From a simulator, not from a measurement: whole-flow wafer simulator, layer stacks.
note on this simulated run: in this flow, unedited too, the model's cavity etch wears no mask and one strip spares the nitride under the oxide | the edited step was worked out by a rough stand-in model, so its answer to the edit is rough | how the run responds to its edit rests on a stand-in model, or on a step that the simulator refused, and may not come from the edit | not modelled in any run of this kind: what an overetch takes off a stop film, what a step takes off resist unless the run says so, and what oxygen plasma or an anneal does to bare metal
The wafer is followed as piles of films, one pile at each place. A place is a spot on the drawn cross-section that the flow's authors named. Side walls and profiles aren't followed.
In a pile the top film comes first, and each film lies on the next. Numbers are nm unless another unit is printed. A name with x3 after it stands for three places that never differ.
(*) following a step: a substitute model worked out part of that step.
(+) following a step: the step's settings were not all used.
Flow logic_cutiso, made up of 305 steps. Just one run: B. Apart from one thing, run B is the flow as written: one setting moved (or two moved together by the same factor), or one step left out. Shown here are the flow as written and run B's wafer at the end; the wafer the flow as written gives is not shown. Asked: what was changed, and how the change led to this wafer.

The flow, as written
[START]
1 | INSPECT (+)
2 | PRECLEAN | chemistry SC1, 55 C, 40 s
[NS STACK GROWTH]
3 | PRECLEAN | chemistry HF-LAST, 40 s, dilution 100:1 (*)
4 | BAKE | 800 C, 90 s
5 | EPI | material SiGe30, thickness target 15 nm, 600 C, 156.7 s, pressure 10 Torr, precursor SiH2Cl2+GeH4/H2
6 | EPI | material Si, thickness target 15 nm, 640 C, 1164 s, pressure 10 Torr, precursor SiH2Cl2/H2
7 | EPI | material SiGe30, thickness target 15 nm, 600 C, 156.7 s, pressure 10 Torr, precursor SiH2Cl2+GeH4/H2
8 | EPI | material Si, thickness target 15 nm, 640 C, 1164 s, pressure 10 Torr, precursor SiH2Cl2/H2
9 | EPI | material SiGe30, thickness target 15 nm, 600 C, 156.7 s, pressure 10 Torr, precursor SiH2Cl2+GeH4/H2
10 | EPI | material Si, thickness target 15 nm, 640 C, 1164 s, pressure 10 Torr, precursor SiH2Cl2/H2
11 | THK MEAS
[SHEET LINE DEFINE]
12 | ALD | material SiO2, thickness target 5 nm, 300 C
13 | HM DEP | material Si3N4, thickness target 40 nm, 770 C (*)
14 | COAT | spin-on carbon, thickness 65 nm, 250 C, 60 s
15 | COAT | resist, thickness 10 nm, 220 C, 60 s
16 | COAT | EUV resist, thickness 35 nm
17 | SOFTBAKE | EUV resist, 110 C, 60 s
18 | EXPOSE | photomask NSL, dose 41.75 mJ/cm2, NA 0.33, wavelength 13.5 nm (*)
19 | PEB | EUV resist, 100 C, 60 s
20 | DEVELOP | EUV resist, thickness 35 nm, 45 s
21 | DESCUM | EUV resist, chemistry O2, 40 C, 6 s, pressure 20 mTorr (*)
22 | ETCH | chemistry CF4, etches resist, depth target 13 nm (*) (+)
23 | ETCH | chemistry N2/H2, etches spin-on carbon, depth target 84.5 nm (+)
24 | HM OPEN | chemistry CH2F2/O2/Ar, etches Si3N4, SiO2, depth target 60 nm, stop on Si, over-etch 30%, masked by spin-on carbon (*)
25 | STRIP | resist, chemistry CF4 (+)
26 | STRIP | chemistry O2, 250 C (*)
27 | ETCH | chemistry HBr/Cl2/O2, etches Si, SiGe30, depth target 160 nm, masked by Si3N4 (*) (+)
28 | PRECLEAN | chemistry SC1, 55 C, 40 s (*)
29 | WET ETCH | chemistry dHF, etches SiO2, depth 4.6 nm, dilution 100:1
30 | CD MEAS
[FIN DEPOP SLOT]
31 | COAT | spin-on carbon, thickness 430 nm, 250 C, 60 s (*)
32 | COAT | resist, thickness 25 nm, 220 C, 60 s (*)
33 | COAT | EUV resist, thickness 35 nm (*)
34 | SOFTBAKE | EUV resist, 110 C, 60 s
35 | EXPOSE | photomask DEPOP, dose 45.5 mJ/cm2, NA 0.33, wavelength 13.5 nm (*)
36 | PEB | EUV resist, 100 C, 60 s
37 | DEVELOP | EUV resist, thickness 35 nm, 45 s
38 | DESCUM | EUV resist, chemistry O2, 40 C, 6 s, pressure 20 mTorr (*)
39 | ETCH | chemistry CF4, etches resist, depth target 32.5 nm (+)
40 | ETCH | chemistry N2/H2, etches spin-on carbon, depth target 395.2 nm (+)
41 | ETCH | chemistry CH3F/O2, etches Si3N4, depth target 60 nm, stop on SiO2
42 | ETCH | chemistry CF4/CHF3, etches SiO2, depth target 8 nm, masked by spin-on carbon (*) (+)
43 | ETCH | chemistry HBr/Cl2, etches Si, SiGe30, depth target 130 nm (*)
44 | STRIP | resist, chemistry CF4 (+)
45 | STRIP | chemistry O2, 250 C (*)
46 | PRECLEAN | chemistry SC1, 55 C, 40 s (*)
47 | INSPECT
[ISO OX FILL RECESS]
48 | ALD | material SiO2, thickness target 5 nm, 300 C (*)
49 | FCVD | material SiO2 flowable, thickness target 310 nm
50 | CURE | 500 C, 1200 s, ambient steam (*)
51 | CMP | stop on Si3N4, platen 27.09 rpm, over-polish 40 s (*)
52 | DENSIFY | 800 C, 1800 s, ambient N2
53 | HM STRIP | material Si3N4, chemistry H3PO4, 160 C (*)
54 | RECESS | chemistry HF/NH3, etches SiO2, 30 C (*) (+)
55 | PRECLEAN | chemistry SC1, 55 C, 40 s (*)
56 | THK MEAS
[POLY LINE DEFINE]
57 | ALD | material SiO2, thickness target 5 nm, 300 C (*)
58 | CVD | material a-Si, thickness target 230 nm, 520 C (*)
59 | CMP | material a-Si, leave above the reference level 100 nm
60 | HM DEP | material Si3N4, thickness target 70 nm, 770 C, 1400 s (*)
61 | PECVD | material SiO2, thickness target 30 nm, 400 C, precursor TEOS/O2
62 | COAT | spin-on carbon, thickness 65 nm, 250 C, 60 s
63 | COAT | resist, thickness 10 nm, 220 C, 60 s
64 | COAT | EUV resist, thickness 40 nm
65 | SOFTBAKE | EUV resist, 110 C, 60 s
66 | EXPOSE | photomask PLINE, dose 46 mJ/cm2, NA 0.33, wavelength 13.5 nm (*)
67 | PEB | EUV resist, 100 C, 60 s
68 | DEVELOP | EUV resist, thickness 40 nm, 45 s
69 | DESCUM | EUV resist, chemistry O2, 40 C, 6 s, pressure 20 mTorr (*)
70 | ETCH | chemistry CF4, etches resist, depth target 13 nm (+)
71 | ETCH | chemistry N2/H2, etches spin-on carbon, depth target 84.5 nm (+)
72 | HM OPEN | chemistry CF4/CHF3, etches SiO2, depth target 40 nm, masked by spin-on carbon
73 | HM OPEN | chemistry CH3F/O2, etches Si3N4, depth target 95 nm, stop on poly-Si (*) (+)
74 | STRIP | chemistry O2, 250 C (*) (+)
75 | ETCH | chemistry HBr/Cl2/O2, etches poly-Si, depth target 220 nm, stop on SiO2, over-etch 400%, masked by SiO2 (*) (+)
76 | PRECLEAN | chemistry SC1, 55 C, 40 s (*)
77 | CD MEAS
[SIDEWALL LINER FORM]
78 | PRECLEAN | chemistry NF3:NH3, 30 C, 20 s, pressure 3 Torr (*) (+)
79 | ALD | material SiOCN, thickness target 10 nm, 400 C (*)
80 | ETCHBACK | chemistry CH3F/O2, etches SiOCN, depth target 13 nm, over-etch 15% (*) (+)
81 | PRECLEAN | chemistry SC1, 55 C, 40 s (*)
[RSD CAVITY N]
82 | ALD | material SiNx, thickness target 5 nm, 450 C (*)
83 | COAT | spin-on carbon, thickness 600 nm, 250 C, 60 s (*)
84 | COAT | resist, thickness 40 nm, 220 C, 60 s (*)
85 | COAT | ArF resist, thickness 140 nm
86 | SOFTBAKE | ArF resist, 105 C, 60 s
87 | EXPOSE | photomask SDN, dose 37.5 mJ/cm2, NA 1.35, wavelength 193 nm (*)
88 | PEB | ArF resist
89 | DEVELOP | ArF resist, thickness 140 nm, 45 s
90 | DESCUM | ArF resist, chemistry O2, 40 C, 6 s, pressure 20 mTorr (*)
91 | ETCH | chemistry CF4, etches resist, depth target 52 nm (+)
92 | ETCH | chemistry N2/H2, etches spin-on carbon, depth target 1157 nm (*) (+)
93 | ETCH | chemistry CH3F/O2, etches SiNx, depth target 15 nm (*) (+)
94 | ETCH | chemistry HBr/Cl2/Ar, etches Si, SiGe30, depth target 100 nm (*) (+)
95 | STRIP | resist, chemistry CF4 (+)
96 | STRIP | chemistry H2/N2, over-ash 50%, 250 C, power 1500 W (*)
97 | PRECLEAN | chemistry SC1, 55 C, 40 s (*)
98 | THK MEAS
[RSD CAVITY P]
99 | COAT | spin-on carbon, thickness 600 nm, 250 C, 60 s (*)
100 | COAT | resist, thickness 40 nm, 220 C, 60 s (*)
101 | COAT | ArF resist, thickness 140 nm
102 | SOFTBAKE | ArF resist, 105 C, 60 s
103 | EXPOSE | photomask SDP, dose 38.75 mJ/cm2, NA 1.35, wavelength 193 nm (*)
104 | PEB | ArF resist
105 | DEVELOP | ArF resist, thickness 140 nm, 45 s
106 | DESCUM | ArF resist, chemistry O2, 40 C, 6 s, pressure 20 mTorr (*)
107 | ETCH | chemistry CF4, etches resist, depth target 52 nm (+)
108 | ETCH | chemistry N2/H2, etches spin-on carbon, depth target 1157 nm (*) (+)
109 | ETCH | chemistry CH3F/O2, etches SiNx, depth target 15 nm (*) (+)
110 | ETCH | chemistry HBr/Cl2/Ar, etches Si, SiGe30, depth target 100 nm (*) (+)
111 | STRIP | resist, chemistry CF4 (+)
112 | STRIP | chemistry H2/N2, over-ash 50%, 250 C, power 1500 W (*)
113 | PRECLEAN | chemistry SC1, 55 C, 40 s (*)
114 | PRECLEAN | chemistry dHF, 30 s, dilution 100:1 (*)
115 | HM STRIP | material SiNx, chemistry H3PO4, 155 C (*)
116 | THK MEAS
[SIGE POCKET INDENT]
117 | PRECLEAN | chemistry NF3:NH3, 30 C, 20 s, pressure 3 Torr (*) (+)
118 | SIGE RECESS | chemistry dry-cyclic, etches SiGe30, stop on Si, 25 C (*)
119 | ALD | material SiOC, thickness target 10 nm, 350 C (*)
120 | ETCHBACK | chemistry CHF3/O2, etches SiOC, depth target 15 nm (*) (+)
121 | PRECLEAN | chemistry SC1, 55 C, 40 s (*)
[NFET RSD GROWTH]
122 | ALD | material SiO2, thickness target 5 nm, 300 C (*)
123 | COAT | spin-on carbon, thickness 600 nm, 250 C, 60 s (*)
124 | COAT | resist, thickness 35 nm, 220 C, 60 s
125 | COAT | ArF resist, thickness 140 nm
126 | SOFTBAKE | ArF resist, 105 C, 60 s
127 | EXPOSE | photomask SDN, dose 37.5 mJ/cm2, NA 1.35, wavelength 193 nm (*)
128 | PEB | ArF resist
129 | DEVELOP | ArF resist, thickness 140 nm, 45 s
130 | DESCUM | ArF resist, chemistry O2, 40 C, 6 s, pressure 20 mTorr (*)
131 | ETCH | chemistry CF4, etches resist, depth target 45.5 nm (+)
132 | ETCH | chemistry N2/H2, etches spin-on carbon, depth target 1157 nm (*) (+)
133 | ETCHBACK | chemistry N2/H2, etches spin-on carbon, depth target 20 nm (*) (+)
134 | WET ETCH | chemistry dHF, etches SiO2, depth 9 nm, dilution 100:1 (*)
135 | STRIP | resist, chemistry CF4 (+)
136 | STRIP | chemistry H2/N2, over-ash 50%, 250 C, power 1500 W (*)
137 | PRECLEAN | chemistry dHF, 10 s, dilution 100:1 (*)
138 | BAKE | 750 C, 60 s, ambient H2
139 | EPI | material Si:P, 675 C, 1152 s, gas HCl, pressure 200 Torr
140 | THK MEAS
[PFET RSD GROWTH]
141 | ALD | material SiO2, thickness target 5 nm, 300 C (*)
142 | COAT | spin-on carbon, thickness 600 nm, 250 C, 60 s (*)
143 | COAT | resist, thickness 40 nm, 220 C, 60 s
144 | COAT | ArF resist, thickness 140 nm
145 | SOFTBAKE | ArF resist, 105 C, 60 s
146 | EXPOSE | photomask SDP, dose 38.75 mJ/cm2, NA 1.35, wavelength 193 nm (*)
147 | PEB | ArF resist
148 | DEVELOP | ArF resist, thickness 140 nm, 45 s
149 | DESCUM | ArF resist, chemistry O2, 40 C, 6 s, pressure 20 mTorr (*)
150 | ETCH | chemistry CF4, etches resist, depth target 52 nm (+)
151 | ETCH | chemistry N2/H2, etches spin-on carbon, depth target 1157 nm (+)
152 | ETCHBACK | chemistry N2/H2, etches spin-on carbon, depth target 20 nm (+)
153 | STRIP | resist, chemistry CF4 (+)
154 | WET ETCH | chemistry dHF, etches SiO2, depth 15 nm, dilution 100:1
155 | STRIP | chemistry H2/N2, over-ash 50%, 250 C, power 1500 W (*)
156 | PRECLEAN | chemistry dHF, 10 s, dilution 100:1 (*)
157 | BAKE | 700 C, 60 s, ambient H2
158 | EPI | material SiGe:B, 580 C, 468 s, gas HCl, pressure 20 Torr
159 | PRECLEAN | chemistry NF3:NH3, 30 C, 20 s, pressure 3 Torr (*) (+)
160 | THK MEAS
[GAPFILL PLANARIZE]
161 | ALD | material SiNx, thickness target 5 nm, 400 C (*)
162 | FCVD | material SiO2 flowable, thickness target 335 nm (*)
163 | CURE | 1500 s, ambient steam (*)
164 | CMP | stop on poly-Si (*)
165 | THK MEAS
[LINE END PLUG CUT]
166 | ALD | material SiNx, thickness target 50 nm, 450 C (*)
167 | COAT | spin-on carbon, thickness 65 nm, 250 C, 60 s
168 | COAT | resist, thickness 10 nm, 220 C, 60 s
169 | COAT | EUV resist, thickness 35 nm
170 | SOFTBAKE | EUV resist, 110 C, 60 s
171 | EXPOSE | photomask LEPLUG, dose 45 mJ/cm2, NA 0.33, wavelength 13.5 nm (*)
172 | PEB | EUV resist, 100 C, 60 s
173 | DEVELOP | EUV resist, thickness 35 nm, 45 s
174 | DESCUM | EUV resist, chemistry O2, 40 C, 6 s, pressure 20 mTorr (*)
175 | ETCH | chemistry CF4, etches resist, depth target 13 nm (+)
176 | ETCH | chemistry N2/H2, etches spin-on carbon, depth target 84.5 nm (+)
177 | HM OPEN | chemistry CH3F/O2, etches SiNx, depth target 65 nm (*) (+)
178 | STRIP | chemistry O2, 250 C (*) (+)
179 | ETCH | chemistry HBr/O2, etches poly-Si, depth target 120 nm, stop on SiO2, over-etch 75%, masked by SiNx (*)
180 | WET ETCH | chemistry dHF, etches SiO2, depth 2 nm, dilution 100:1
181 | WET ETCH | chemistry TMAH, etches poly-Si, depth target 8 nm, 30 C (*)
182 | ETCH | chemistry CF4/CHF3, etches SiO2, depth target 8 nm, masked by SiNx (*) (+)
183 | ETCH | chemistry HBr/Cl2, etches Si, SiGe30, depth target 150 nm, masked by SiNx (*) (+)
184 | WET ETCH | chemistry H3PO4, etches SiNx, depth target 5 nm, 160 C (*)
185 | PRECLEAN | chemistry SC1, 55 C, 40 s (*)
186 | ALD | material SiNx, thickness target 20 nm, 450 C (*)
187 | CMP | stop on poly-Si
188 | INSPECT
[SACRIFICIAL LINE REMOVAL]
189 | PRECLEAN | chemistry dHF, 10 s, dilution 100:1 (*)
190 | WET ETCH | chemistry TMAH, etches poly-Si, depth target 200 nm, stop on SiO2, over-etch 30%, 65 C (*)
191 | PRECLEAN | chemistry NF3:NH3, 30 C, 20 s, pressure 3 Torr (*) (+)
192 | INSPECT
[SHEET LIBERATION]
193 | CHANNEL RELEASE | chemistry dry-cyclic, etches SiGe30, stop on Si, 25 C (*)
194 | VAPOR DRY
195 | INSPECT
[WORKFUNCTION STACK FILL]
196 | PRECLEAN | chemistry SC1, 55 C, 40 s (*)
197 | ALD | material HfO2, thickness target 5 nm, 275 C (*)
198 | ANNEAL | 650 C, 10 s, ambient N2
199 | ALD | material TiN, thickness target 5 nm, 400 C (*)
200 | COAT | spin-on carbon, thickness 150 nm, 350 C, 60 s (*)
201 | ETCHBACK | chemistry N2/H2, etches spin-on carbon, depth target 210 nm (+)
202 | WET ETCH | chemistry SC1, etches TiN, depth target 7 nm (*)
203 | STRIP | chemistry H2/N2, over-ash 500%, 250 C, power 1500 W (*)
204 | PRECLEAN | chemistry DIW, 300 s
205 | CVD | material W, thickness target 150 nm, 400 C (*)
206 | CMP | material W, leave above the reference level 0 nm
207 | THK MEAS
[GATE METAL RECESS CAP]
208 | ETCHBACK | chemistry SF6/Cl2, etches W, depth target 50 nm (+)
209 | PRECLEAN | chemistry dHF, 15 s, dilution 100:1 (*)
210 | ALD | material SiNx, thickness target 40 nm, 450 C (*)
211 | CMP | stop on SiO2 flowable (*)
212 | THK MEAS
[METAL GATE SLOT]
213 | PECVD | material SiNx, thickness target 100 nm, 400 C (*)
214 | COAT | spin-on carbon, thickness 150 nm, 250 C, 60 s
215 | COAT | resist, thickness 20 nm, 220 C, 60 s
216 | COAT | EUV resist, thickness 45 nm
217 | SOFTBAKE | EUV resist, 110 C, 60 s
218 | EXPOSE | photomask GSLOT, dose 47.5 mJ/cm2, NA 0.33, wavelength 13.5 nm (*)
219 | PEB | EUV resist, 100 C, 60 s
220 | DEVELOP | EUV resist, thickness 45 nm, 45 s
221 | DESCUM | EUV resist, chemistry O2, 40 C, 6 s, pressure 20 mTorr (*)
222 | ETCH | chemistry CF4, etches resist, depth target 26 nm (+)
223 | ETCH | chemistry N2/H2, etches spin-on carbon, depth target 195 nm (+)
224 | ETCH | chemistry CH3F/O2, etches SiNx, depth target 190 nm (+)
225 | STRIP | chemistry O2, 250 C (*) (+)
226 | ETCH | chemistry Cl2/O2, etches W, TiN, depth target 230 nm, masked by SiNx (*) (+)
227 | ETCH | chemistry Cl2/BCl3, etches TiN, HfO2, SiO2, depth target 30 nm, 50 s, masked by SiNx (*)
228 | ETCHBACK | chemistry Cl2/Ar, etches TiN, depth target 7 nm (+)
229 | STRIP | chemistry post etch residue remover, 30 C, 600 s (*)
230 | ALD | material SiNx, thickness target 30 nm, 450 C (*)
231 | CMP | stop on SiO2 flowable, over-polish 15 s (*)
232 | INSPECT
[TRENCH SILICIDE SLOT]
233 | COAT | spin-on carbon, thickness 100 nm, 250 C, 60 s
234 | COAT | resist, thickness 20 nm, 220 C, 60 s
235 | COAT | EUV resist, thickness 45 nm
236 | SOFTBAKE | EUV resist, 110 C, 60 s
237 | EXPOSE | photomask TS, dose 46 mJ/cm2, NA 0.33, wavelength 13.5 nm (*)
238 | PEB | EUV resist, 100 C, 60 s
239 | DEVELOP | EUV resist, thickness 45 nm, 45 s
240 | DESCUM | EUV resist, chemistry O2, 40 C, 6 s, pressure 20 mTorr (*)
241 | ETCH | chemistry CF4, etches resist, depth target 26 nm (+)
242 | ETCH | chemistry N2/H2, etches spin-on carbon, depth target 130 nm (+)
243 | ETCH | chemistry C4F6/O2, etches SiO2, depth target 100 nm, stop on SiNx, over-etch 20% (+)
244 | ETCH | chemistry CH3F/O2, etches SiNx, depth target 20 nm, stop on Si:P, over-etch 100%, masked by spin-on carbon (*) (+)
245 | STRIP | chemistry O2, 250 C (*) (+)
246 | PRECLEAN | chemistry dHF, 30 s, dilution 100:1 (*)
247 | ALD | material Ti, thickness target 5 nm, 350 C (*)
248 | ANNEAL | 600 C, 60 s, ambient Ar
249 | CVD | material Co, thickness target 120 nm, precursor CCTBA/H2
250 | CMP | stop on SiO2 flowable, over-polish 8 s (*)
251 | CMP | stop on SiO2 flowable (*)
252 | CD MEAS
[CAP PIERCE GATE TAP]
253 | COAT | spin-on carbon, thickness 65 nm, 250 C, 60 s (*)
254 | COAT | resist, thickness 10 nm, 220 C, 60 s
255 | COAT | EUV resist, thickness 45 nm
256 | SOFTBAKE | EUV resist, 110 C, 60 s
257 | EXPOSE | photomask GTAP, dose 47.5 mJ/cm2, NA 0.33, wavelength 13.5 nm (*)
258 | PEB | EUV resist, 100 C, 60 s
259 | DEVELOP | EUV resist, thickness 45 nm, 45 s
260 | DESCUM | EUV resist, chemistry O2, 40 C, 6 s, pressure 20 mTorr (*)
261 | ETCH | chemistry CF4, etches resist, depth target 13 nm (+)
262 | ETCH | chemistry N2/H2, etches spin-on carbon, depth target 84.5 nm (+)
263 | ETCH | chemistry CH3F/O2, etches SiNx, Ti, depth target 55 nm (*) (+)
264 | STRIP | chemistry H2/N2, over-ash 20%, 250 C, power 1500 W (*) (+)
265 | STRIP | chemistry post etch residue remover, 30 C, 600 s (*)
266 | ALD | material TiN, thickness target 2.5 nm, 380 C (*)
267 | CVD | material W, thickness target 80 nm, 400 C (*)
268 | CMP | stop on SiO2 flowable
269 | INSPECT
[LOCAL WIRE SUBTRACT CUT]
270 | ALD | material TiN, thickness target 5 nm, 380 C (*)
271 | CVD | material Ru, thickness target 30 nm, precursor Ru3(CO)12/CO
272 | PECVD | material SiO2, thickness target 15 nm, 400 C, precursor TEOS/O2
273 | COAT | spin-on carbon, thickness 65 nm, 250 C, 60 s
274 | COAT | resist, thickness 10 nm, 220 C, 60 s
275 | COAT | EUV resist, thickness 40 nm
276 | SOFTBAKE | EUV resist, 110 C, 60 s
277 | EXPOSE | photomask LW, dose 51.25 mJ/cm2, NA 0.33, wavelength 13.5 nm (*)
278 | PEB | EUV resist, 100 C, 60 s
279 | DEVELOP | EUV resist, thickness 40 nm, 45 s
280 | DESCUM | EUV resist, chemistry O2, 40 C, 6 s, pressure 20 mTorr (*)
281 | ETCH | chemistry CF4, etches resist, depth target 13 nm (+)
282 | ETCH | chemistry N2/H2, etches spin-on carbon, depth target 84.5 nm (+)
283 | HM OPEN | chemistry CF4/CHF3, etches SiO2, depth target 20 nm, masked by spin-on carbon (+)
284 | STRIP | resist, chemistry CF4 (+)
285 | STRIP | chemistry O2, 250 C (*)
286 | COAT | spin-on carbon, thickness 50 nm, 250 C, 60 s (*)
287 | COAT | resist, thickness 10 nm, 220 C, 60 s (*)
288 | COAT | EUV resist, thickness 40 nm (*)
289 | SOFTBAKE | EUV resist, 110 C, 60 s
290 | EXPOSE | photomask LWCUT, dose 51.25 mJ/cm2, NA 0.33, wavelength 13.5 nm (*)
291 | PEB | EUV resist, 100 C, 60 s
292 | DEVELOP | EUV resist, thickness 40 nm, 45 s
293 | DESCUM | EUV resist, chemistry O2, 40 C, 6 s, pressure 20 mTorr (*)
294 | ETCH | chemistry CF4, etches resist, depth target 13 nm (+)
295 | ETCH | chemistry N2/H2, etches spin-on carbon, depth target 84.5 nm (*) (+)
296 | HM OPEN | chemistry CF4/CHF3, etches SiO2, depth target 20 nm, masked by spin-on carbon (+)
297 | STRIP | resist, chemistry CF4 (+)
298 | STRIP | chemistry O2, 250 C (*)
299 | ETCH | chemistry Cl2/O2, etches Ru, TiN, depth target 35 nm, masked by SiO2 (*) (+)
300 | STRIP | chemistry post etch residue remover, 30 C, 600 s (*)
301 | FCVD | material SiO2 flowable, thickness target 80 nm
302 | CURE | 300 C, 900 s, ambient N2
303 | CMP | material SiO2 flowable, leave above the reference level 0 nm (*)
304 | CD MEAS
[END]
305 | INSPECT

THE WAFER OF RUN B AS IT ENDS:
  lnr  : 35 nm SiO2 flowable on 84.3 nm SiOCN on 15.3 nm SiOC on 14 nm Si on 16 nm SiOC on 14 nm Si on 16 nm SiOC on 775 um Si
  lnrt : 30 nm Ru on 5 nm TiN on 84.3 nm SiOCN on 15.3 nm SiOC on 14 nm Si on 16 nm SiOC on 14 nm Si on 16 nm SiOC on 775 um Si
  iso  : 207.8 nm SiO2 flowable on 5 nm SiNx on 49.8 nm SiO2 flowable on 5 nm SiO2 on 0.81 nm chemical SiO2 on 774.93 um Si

What caused this: step 75, ETCH: depth target 302.5 nm was run, while the flow as written has depth target 220 nm.

Step by step, how the change led to this:
  75 | ETCH | chemistry HBr/Cl2/O2, etches poly-Si, depth target 220 nm, stop on SiO2, over-etch 400%, masked by SiO2 (*) (+)
      lnr, lnrp, lnrt, rsdn, rsdp, rsdw, rsdx: -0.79 chemical SiO2 (all of it), -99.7 poly-Si (all of it), -5 SiO2 (all of it), -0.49 chemical SiO2 (all of it), -13.9 Si (all of it) (in the flow as written it would be: -0.79 chemical SiO2 (all of it), -99.7 poly-Si (all of it), -5 SiO2 (all of it))
      iso, lnri: -0.79 chemical SiO2 (all of it), -189.1 poly-Si (all of it), -5 SiO2 (all of it), -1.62 SiO2 flowable (in the flow as written it would be: -0.79 chemical SiO2 (all of it), -189.1 poly-Si (all of it), -4.55 SiO2)
  80 | ETCHBACK | chemistry CH3F/O2, etches SiOCN, depth target 13 nm, over-etch 15% (*) (+)
      rsdn, rsdp, rsdw, rsdx: -10 SiOCN (all of it), -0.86 SiGe30 (in the flow as written it would be: -10 SiOCN (all of it), -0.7 Si)
      lnr, lnrp, lnrt: +189.1 SiOCN (in the flow as written it would be: +175.1 SiOCN)
  94 | ETCH | chemistry HBr/Cl2/Ar, etches Si, SiGe30, depth target 100 nm (*) (+)
      rsdn, rsdx: -0.49 chemical SiO2 (all of it), -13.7 SiGe30 (all of it), -15 Si (all of it), -15 SiGe30 (all of it), -15 Si (all of it), -15 SiGe30 (all of it), -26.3 Si (in the flow as written it would be: -0.49 chemical SiO2 (all of it), -12.8 Si (all of it), -15 SiGe30 (all of it), -15 Si (all of it), -15 SiGe30 (all of it), -15 Si (all of it), -15 SiGe30 (all of it), -12.2 Si)
  110 | ETCH | chemistry HBr/Cl2/Ar, etches Si, SiGe30, depth target 100 nm (*) (+)
      rsdp, rsdw: -0.49 chemical SiO2 (all of it), -13.7 SiGe30 (all of it), -15 Si (all of it), -15 SiGe30 (all of it), -15 Si (all of it), -15 SiGe30 (all of it), -26.3 Si (in the flow as written it would be: -0.49 chemical SiO2 (all of it), -12.8 Si (all of it), -15 SiGe30 (all of it), -15 Si (all of it), -15 SiGe30 (all of it), -15 Si (all of it), -15 SiGe30 (all of it), -12.2 Si)
  118 | SIGE RECESS | chemistry dry-cyclic, etches SiGe30, stop on Si, 25 C (*)
      lnr, lnrp, lnrt: -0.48 SiOCN, +15.3 cavity (new film), -14.8 SiGe30 (all of it), -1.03 Si, +16 cavity (new film), -15 SiGe30 (all of it), -1.03 Si, +16 cavity (new film), -15 SiGe30 (all of it), -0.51 Si (in the flow as written it would be: -0.48 SiOCN, -0.51 Si, +16 cavity (new film), -15 SiGe30 (all of it), -1.03 Si, +16 cavity (new film), -15 SiGe30 (all of it), -1.03 Si, +16 cavity (new film), -15 SiGe30 (all of it), -0.51 Si)
  119 | ALD | material SiOC, thickness target 10 nm, 350 C (*)
      lnr, lnrp, lnrt: +10 SiOC (new film), +15.3 SiOC (new film), -15.3 cavity (all of it), +16 SiOC (new film), -16 cavity (all of it), +16 SiOC (new film), -16 cavity (all of it) (in the flow as written it would be: +10 SiOC (new film), +16 SiOC (new film), -16 cavity (all of it), +16 SiOC (new film), -16 cavity (all of it), +16 SiOC (new film), -16 cavity (all of it))
  135 | STRIP | resist, chemistry CF4 (+)
      gl: -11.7 Si3N4 (in the flow as written it would be: -12.3 Si3N4)
  139 | EPI | material Si:P, 675 C, 1152 s, gas HCl, pressure 200 Torr
      rsdn, rsdx: +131 Si:P (new film) (in the flow as written it would be: +116.9 Si:P (new film))
  141 | ALD | material SiO2, thickness target 5 nm, 300 C (*)
      gxn: +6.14 SiO2 (new film) (in the flow as written it would be: +10.1 SiO2 (new film))
  158 | EPI | material SiGe:B, 580 C, 468 s, gas HCl, pressure 20 Torr
      rsdp, rsdw: +131 SiGe:B (new film) (in the flow as written it would be: +116.8 SiGe:B (new film))
  159 | PRECLEAN | chemistry NF3:NH3, 30 C, 20 s, pressure 3 Torr (*) (+)
      gxn: -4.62 SiO2 (all of it), -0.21 Si3N4 (in the flow as written it would be: -7.5 SiO2)
  164 | CMP | stop on poly-Si (*)
      gxn: -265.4 SiO2 flowable (all of it), -5 SiNx (all of it), -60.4 Si3N4 (all of it) (in the flow as written it would be: -264.5 SiO2 flowable (all of it), -5 SiNx (all of it), -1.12 SiO2 (all of it), -60.3 Si3N4 (all of it))
